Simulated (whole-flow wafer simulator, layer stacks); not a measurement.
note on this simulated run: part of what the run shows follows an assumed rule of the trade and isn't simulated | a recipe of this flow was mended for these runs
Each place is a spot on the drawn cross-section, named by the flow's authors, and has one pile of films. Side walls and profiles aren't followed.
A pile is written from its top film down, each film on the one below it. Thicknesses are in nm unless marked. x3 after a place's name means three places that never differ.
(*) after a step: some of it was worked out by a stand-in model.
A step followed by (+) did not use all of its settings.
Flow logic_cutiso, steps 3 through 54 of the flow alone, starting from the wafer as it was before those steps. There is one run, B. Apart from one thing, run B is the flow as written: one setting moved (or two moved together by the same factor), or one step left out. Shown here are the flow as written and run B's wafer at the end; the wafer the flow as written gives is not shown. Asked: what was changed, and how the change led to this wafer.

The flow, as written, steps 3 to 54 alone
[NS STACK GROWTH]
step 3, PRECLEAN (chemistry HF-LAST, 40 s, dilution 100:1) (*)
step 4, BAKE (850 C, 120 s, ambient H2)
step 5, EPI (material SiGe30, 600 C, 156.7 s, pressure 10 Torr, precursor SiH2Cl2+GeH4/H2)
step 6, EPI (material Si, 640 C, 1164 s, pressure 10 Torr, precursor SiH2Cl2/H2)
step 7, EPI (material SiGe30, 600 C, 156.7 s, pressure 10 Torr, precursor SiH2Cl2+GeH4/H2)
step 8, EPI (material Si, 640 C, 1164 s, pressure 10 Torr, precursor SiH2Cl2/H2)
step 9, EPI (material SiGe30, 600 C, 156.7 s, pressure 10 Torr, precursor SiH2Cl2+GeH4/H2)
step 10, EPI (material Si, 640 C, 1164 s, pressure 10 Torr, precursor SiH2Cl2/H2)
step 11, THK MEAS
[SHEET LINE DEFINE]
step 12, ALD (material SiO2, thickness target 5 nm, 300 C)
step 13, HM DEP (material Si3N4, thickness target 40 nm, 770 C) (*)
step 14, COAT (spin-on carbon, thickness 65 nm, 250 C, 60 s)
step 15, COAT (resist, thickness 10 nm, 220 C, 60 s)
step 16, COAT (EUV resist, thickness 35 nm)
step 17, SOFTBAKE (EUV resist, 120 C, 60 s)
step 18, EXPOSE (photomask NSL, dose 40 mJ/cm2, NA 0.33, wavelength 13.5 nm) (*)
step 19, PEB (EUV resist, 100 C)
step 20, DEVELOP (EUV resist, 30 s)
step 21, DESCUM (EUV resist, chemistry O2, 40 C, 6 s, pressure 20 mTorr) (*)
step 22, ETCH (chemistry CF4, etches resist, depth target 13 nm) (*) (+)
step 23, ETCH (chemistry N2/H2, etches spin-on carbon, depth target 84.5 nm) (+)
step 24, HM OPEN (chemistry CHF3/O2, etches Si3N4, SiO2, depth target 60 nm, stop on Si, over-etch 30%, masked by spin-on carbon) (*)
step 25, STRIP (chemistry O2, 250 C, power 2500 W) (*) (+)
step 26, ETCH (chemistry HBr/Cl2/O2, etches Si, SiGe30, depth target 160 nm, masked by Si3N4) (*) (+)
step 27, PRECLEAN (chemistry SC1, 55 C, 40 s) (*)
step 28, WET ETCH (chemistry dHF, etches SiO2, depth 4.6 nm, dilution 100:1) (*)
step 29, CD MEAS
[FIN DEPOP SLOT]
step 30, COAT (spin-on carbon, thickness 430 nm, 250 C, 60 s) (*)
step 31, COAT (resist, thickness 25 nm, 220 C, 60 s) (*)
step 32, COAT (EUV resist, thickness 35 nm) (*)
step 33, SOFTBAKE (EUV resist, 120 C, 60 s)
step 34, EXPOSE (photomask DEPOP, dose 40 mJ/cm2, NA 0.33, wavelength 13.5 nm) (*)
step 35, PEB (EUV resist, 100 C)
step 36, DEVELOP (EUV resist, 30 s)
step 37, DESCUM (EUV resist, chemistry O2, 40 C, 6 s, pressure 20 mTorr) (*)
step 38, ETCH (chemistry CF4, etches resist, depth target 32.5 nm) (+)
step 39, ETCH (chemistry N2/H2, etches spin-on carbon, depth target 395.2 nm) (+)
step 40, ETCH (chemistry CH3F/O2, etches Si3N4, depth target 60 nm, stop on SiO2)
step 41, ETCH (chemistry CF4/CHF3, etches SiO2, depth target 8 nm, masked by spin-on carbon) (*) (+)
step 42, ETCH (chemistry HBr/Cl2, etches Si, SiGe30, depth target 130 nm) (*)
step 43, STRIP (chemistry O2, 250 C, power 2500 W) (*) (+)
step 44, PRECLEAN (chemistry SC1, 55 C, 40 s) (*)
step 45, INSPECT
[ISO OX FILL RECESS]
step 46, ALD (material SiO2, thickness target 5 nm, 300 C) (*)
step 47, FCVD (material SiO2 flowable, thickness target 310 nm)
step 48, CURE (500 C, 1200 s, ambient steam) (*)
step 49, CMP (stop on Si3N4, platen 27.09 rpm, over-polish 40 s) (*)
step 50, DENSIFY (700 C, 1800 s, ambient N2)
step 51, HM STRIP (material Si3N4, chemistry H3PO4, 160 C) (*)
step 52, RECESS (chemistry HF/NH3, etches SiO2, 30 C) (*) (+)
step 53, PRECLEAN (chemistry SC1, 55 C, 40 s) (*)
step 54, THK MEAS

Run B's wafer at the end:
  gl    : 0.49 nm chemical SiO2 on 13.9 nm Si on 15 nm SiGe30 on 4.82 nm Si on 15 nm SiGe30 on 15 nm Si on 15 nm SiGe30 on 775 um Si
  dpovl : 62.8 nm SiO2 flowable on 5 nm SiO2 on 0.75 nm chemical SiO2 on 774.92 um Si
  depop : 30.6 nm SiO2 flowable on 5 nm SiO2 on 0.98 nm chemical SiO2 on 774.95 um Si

What caused this: step 8, EPI: 617 C was run, whereas the flow has 640 C.

The path from the change to this, step by step:
  step 8, EPI (material Si, 640 C, 1164 s, pressure 10 Torr, precursor SiH2Cl2/H2)
      depop, dpovl, gfld and 19 more: Si gains 4.82 (new film) (in the flow as written it would be: Si gains 15 (new film))
  step 26, ETCH (chemistry HBr/Cl2/O2, etches Si, SiGe30, depth target 160 nm, masked by Si3N4) (*) (+)
      dpovl, gfld, gxf, iso, isow, lnri, nsgap: chemical SiO2 loses 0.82 (all of it), Si loses 12 (all of it), SiGe30 loses 15 (all of it), Si loses 4.82 (all of it), SiGe30 loses 15 (all of it), Si loses 15 (all of it), SiGe30 loses 15 (all of it), Si loses 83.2 (in the flow as written it would be: chemical SiO2 loses 0.82 (all of it), Si loses 12 (all of it), SiGe30 loses 15 (all of it), Si loses 15 (all of it), SiGe30 loses 15 (all of it), Si loses 15 (all of it), SiGe30 loses 15 (all of it), Si loses 73)
  step 42, ETCH (chemistry HBr/Cl2, etches Si, SiGe30, depth target 130 nm) (*)
      depop: Si loses 13.8 (all of it), SiGe30 loses 15 (all of it), Si loses 4.82 (all of it), SiGe30 loses 15 (all of it), Si loses 15 (all of it), SiGe30 loses 15 (all of it), Si loses 51.4 (in the flow as written it would be: Si loses 13.8 (all of it), SiGe30 loses 15 (all of it), Si loses 15 (all of it), SiGe30 loses 15 (all of it), Si loses 15 (all of it), SiGe30 loses 15 (all of it), Si loses 41.2)
